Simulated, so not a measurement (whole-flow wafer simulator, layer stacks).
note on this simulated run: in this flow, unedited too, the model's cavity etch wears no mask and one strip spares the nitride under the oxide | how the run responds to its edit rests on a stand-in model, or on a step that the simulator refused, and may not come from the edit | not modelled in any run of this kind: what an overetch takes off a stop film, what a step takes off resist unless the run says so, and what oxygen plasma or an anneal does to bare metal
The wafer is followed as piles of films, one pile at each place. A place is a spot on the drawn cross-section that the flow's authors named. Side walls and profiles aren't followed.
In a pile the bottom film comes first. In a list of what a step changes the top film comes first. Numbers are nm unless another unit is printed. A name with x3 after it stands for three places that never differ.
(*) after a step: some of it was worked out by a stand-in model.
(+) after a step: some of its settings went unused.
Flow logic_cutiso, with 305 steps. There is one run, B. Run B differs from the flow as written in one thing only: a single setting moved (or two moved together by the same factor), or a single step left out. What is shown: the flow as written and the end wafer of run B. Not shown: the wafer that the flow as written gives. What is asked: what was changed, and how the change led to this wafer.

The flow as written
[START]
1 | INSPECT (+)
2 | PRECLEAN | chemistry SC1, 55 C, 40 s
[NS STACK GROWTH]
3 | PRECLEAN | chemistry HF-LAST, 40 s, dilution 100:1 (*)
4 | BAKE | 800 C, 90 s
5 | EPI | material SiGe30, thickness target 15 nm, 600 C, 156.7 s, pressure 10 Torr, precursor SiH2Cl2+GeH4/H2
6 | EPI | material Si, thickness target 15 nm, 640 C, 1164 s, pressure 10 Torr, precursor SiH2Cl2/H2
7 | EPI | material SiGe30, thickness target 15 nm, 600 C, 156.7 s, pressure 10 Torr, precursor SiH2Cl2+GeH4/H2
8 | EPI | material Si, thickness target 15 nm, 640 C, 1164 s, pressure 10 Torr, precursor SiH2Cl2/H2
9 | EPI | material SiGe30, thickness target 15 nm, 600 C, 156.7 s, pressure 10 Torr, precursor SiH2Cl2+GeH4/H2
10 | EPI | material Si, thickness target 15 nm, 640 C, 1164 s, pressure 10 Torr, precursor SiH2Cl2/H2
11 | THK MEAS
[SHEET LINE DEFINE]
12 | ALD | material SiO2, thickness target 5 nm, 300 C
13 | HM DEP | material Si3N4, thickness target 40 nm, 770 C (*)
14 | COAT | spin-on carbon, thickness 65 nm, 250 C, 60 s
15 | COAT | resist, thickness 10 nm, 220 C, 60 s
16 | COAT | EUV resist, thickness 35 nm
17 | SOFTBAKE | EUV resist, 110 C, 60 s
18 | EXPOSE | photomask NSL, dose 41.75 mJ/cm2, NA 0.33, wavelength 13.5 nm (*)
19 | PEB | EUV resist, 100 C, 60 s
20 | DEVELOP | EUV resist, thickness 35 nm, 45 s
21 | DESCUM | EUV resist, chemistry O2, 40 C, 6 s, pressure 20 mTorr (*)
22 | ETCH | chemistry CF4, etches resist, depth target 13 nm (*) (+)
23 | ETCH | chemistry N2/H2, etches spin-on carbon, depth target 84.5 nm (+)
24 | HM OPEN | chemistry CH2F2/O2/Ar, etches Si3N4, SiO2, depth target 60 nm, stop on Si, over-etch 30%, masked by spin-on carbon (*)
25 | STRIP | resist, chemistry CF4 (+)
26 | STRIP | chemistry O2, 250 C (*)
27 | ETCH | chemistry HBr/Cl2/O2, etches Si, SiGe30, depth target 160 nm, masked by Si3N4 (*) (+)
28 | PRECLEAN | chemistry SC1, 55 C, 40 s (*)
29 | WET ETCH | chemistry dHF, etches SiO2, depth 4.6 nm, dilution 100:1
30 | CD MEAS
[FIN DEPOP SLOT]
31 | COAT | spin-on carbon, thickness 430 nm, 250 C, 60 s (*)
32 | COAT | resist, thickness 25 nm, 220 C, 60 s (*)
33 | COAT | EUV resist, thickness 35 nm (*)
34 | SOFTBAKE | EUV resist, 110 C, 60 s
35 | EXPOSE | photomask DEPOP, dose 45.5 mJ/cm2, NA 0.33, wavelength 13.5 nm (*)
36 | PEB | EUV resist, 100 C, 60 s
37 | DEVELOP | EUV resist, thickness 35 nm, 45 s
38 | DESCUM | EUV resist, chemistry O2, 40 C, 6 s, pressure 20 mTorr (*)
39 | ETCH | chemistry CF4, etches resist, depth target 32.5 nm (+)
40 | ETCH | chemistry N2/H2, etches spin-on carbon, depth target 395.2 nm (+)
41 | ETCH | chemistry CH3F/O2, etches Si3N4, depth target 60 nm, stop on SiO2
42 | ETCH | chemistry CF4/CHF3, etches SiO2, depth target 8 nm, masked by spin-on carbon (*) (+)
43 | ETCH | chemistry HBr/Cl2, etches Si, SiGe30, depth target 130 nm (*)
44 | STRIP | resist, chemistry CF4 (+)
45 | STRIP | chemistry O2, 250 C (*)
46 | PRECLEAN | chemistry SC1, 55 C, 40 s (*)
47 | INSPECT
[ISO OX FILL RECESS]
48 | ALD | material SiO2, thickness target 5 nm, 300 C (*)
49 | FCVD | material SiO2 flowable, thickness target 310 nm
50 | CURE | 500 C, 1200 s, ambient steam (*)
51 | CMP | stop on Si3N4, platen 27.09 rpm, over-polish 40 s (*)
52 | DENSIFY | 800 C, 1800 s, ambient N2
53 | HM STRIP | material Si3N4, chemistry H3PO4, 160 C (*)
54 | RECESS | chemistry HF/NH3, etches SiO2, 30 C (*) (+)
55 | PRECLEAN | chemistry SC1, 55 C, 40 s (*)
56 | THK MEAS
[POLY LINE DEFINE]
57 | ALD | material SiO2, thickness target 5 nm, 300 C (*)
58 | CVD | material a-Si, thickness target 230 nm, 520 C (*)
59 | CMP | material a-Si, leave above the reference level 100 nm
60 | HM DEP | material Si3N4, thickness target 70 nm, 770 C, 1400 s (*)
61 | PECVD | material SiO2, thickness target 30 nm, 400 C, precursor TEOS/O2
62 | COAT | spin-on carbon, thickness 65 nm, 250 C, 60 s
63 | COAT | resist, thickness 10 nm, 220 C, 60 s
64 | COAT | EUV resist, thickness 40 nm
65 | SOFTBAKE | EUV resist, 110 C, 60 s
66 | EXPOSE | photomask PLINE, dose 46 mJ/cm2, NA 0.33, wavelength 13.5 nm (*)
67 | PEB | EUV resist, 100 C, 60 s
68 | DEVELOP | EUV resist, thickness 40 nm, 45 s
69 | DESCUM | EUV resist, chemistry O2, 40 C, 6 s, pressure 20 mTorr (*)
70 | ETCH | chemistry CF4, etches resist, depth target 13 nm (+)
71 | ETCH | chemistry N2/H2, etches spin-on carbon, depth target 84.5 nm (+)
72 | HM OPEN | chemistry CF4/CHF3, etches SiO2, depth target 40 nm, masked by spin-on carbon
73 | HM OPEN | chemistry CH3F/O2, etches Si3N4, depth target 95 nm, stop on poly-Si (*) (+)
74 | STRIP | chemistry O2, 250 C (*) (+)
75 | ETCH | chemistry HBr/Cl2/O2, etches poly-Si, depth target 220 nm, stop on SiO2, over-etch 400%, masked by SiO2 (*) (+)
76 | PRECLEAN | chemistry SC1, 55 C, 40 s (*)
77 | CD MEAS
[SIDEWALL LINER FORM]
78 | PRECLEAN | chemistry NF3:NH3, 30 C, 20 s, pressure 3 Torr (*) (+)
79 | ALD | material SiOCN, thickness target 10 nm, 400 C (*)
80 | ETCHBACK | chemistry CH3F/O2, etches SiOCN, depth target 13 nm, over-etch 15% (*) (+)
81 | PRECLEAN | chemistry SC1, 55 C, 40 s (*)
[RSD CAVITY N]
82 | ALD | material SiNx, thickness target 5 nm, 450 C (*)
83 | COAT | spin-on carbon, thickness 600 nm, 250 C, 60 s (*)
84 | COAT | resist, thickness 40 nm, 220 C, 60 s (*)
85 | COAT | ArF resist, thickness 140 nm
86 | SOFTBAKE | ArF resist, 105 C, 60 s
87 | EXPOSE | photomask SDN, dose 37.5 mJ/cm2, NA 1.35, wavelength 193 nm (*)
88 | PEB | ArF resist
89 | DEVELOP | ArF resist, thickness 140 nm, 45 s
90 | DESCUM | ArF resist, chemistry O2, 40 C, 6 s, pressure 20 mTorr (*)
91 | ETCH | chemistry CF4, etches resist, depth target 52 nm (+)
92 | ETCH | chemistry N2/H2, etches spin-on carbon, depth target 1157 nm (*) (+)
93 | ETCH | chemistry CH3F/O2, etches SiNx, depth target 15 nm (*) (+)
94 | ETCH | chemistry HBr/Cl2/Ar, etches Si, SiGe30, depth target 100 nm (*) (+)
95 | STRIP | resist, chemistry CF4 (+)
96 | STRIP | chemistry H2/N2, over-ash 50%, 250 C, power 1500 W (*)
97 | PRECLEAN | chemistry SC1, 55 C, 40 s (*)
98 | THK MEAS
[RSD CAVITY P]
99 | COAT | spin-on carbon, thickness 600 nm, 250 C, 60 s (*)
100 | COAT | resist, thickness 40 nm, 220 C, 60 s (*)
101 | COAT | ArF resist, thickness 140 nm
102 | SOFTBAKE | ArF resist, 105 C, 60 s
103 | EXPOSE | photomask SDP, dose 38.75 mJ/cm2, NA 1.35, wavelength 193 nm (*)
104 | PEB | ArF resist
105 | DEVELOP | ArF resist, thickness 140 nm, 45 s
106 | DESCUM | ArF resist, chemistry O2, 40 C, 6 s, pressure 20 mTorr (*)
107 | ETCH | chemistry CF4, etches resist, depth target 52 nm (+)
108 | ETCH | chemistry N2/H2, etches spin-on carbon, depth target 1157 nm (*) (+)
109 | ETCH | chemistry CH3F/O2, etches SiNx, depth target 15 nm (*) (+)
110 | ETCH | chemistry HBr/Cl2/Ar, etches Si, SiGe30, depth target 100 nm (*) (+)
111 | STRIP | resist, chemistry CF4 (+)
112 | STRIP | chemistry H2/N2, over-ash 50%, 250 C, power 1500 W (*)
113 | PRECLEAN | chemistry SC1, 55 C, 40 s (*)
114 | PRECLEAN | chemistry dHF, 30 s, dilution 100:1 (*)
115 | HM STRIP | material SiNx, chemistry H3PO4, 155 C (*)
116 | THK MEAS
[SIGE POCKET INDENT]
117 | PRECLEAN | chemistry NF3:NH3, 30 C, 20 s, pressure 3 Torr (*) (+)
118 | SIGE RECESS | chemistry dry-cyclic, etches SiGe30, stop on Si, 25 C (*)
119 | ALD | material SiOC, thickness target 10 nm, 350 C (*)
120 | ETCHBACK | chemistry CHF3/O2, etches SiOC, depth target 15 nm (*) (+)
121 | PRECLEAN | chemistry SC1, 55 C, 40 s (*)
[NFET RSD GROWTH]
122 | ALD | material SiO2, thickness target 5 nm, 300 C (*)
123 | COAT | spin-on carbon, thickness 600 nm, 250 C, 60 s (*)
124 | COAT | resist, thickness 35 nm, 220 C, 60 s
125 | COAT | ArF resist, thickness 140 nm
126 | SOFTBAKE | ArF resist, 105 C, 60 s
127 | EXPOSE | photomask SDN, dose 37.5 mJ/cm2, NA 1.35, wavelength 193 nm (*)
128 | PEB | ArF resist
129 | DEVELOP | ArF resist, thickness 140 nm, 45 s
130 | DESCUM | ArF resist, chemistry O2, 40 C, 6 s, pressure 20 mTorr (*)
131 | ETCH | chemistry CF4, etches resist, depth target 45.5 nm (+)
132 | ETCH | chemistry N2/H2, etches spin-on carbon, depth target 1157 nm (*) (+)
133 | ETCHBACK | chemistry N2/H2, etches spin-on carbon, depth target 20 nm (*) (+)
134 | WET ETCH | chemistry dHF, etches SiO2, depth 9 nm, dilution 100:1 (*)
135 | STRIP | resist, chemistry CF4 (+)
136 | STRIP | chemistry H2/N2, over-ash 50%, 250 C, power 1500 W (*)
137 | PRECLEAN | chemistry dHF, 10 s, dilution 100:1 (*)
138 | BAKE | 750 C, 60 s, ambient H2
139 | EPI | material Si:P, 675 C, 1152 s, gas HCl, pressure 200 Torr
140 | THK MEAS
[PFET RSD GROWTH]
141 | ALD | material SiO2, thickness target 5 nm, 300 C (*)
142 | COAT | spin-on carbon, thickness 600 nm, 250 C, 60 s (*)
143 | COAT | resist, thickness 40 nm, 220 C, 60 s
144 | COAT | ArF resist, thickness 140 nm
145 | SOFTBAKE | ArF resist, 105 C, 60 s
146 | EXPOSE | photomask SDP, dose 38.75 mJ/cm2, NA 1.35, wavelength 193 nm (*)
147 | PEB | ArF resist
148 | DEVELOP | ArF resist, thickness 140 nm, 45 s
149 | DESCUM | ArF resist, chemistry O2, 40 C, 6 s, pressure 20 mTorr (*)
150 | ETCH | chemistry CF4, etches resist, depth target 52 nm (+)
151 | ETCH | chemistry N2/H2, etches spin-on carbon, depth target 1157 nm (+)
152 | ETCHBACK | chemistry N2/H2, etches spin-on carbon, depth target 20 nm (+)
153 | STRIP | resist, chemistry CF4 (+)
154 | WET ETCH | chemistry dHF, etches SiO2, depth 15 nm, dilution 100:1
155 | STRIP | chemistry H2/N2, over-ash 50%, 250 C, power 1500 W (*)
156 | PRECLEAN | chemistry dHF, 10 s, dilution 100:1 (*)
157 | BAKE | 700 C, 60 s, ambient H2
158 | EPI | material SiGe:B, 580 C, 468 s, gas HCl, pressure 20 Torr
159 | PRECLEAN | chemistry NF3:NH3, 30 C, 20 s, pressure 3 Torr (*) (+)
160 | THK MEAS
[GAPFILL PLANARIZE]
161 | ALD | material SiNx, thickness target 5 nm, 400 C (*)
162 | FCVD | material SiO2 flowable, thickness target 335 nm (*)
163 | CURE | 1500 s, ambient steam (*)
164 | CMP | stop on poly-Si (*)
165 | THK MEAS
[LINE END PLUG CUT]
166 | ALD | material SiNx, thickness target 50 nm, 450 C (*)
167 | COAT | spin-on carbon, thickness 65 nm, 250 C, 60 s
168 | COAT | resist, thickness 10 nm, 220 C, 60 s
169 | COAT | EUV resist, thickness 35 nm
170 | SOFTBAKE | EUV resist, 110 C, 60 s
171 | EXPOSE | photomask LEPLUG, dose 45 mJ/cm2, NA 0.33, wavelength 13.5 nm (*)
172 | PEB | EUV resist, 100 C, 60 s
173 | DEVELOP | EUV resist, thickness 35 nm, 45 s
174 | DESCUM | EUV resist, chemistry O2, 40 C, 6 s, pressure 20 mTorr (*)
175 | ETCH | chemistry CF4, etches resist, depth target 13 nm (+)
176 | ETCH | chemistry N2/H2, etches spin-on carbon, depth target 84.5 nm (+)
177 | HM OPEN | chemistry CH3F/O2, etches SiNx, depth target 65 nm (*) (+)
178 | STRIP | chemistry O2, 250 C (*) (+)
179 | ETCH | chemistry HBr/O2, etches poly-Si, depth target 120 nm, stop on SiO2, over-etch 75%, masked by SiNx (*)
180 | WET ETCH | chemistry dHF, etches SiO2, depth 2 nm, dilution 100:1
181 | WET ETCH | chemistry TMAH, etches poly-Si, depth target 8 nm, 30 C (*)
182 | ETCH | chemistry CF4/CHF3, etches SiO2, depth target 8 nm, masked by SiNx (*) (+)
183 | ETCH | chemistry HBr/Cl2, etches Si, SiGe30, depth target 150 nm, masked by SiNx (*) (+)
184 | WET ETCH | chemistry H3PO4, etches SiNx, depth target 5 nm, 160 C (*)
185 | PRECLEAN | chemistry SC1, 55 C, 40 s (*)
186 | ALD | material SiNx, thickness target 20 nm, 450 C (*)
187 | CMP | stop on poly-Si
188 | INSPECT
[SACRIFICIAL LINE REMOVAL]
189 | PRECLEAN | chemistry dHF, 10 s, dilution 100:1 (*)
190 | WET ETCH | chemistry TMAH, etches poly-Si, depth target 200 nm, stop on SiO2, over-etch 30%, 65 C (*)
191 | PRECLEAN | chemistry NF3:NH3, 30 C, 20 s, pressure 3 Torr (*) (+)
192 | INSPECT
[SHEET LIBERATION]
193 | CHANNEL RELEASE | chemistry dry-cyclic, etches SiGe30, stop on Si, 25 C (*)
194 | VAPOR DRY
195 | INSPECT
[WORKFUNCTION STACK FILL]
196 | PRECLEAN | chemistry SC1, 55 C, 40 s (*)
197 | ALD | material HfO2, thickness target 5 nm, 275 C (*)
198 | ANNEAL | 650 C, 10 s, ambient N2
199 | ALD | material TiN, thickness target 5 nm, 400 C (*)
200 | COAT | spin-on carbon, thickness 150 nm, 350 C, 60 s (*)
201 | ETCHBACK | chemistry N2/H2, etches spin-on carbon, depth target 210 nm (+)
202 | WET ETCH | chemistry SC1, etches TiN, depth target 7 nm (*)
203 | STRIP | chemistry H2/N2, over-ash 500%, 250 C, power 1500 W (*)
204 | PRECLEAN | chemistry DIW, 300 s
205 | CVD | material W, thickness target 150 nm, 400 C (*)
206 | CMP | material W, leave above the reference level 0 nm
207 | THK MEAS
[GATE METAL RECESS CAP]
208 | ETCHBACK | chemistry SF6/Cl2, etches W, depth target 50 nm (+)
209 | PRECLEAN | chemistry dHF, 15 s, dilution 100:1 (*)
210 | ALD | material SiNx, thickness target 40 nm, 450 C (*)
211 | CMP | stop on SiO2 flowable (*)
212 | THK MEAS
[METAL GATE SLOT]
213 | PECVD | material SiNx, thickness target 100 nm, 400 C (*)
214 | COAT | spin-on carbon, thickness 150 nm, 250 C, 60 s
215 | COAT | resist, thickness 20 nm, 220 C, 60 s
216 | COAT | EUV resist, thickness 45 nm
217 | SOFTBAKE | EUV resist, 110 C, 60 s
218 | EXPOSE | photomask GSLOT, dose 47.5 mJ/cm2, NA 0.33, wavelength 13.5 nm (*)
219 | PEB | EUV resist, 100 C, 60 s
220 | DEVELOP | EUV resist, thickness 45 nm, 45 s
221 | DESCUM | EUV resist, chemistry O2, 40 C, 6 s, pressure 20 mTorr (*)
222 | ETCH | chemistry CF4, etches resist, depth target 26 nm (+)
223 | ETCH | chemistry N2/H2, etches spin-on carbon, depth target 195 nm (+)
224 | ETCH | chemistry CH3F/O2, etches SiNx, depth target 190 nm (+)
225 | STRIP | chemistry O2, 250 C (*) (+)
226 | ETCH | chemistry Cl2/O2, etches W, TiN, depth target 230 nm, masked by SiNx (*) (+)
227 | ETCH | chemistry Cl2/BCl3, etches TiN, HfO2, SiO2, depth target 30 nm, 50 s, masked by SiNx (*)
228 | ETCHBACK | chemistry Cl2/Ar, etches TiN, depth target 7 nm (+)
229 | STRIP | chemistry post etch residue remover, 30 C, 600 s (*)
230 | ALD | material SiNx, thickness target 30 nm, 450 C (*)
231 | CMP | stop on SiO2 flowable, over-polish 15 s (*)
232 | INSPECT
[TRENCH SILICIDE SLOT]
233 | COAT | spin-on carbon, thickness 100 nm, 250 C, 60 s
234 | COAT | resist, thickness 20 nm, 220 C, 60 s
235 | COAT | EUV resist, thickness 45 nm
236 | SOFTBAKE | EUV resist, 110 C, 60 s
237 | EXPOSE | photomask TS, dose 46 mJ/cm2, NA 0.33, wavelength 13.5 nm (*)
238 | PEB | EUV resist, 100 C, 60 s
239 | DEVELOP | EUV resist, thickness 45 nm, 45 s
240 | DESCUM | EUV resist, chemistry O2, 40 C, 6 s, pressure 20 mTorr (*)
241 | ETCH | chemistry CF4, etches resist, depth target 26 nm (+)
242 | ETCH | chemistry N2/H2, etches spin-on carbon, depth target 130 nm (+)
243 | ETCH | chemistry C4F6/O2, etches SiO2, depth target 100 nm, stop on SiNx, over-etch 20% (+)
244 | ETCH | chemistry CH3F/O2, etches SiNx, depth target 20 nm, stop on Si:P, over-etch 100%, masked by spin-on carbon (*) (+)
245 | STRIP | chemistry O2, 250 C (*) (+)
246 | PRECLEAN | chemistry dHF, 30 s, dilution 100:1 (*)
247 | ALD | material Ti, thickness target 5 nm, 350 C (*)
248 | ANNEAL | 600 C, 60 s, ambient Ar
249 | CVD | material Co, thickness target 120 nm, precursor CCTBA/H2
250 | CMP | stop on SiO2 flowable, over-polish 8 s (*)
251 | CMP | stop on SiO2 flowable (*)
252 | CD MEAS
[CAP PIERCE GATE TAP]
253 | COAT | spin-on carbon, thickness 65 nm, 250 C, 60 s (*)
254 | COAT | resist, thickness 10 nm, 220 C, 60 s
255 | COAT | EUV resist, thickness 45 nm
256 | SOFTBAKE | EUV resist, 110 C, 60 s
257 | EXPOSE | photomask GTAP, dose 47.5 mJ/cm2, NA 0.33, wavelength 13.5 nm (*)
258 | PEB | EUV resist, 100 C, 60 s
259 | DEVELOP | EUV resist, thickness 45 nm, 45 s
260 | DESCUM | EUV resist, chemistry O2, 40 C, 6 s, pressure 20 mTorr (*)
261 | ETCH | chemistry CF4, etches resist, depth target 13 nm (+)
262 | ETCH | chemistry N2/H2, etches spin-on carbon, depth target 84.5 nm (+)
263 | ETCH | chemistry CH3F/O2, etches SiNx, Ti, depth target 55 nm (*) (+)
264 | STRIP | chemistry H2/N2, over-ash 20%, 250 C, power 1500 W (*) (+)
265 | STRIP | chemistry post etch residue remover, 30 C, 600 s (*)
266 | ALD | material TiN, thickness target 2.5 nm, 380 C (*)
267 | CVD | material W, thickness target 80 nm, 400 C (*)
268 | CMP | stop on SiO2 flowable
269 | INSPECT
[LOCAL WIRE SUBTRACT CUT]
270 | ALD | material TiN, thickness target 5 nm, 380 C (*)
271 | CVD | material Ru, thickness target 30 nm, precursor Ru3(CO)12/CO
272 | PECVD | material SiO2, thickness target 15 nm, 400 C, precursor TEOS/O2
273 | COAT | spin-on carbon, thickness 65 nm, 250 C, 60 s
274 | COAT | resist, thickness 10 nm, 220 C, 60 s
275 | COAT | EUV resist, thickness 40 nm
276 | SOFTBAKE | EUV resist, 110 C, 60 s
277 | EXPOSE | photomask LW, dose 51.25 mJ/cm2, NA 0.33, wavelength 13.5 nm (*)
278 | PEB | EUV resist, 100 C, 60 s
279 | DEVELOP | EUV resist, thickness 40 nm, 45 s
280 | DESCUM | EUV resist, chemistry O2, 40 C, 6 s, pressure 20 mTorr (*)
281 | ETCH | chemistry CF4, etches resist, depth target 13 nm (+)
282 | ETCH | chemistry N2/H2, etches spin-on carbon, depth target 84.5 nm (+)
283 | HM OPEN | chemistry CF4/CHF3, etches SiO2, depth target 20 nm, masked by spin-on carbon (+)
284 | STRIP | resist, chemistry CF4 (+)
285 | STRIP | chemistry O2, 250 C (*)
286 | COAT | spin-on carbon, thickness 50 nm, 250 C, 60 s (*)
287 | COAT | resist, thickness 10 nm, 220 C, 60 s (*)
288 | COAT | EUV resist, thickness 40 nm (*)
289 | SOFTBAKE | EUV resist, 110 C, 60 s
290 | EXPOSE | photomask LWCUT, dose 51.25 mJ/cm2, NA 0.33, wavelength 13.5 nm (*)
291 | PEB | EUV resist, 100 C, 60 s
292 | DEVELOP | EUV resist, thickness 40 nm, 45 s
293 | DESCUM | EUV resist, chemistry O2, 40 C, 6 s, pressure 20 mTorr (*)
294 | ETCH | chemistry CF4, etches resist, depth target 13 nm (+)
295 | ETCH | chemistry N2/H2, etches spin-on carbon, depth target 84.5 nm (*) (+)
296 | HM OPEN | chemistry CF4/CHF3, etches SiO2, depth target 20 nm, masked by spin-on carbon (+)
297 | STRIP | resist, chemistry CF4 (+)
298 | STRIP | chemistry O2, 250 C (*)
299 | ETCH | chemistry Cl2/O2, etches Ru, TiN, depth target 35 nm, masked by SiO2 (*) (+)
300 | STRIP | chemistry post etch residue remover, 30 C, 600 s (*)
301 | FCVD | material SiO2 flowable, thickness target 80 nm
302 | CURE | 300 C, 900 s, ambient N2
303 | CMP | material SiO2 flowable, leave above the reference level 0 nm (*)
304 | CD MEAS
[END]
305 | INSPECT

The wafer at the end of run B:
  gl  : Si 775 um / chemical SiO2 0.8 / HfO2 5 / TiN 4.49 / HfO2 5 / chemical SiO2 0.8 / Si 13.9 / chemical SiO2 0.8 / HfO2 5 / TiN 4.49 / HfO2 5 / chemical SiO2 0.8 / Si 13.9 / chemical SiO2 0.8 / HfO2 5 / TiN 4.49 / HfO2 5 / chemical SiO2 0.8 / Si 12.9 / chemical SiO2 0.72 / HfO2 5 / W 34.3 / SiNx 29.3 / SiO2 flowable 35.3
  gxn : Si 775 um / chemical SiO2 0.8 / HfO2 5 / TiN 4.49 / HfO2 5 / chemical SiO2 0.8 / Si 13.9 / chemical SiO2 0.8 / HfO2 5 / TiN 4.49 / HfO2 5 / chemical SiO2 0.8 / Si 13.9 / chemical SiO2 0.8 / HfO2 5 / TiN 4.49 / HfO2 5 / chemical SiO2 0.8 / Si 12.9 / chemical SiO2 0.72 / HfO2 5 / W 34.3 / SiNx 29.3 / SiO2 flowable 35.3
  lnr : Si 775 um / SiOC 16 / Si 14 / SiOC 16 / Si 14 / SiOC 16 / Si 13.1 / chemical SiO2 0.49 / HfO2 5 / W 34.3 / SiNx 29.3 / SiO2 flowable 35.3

What caused this: step 75, ETCH: chemistry HBr/Cl2/O2, etches poly-Si, depth target 220 nm, stop on SiO2, over-etch 400%, masked by SiO2 (*) (+), was not run.

Step by step, how the change led to this:
  78 | PRECLEAN | chemistry NF3:NH3, 30 C, 20 s, pressure 3 Torr (*) (+)
      iso, lnri: -0.79 chemical SiO2 (all of it) (in the flow as written it would be: -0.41 SiO2 (all of it), -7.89 SiO2 flowable)
  80 | ETCHBACK | chemistry CH3F/O2, etches SiOCN, depth target 13 nm, over-etch 15% (*) (+)
      rsdn, rsdp, rsdw, rsdx: -10 SiOCN (all of it), -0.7 poly-Si (in the flow as written it would be: -10 SiOCN (all of it), -0.7 Si)
      iso: -10 SiOCN (all of it), -0.7 poly-Si (in the flow as written it would be: -10 SiOCN (all of it), -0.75 SiO2 flowable)
      (and at 4 other places as well)
  83 | COAT | spin-on carbon, thickness 600 nm, 250 C, 60 s (*)
      gl, glp, gxn, gxp, plug, tap: +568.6 spin-on carbon (new film) (in the flow as written it would be: +528.7 spin-on carbon (new film))
      lnr, lnri, lnrp, lnrt: +570.9 spin-on carbon (new film) (in the flow as written it would be: +530.9 spin-on carbon (new film))
      (and at 7 other places as well)
  92 | ETCH | chemistry N2/H2, etches spin-on carbon, depth target 1157 nm (*) (+)
      depop, dpovl, gfld and 12 more: -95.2 ArF resist (all of it), -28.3 resist (in the flow as written it would be: -95.2 ArF resist (all of it), -26.2 resist)
      gl, gxn, tap: -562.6 spin-on carbon (all of it), -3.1 SiNx (in the flow as written it would be: -522.7 spin-on carbon (all of it), -2.88 SiNx)
      (and at 4 other places as well)
  93 | ETCH | chemistry CH3F/O2, etches SiNx, depth target 15 nm (*) (+)
      rsdn, rsdx: -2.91 SiNx (all of it) (in the flow as written it would be: -4.16 SiNx (all of it))
  94 | ETCH | chemistry HBr/Cl2/Ar, etches Si, SiGe30, depth target 100 nm (*) (+)
      rsdn, rsdx: -0.49 chemical SiO2 (all of it), -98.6 poly-Si (all of it) (in the flow as written it would be: -0.49 chemical SiO2 (all of it), -12.8 Si (all of it), -15 SiGe30 (all of it), -15 Si (all of it), -15 SiGe30 (all of it), -15 Si (all of it), -15 SiGe30 (all of it), -12.2 Si)
  95 | STRIP | resist, chemistry CF4 (+)
      depop, dpovl, gfld and 10 more: -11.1 resist (all of it) (in the flow as written it would be: -13 resist (all of it))
      lnrp, plug: -11.1 resist (all of it) (in the flow as written it would be: -12.9 resist (all of it))
  96 | STRIP | chemistry H2/N2, over-ash 50%, 250 C, power 1500 W (*)
      glp, gxp, plug: -568.6 spin-on carbon (all of it) (in the flow as written it would be: -528.7 spin-on carbon (all of it))
      gfld, gxf: -568.6 spin-on carbon (all of it) (in the flow as written it would be: -528.6 spin-on carbon (all of it))
      (and at 5 other places as well)
  99 | COAT | spin-on carbon, thickness 600 nm, 250 C, 60 s (*)
      glp, gxp: +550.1 spin-on carbon (new film) (in the flow as written it would be: +509.9 spin-on carbon (new film))
      lnr, lnrt: +557.5 spin-on carbon (new film) (in the flow as written it would be: +517.6 spin-on carbon (new film))
      (and at 13 other places as well)
  108 | ETCH | chemistry N2/H2, etches spin-on carbon, depth target 1157 nm (*) (+)
      depop, dpovl, gfld and 14 more: -95.2 ArF resist (all of it), -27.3 resist (in the flow as written it would be: -95.2 ArF resist (all of it), -25.2 resist)
      glp: -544 spin-on carbon (all of it), -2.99 SiNx (in the flow as written it would be: -503.9 spin-on carbon (all of it), -2.78 SiNx)
      (and at 4 other places as well)
  109 | ETCH | chemistry CH3F/O2, etches SiNx, depth target 15 nm (*) (+)
      rsdp: -3 SiNx (all of it) (in the flow as written it would be: -4.26 SiNx (all of it))
      rsdw: -3.01 SiNx (all of it) (in the flow as written it would be: -4.26 SiNx (all of it))
  110 | ETCH | chemistry HBr/Cl2/Ar, etches Si, SiGe30, depth target 100 nm (*) (+)
      rsdp, rsdw: -0.49 chemical SiO2 (all of it), -98.6 poly-Si (all of it) (in the flow as written it would be: -0.49 chemical SiO2 (all of it), -12.8 Si (all of it), -15 SiGe30 (all of it), -15 Si (all of it), -15 SiGe30 (all of it), -15 Si (all of it), -15 SiGe30 (all of it), -12.2 Si)
  111 | STRIP | resist, chemistry CF4 (+)
      depop, dpovl, isow, ns, nsgap, plug, tap: -12.1 resist (all of it) (in the flow as written it would be: -14 resist (all of it))
      gl, gxf, gxn, lnr, rsdx: -12.1 resist (all of it) (in the flow as written it would be: -14.1 resist (all of it))
      (and at 5 other places as well)
  112 | STRIP | chemistry H2/N2, over-ash 50%, 250 C, power 1500 W (*)
      lnr, lnrt: -557.5 spin-on carbon (all of it) (in the flow as written it would be: -517.6 spin-on carbon (all of it))
      rsdn, rsdx: -746.3 spin-on carbon (all of it) (in the flow as written it would be: -802.8 spin-on carbon (all of it))
      (and at 8 other places as well)
  114 | PRECLEAN | chemistry dHF, 30 s, dilution 100:1 (*)
      rsdn, rsdx: -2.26 SiO2 (in the flow as written it would be: -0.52 chemical SiO2 (all of it))
      rsdp, rsdw: -2.26 SiO2 (in the flow as written it would be: -0.49 chemical SiO2 (all of it))
  117 | PRECLEAN | chemistry NF3:NH3, 30 C, 20 s, pressure 3 Torr (*) (+)
      rsdn, rsdp, rsdw, rsdx: -1.74 SiO2 (in the flow as written it would be: -0.5 chemical SiO2 (all of it))
      iso: -0.5 chemical SiO2 (all of it) (in the flow as written it would be: -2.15 SiO2 flowable)
  ... 47 other steps ...
  301 | FCVD | material SiO2 flowable, thickness target 80 nm
      iso: +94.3 SiO2 flowable (new film) (in the flow as written it would be: +94.2 SiO2 flowable)
With metal films that touch counted as one body, lnr has 1 body; the flow as written gives 0 bodies.
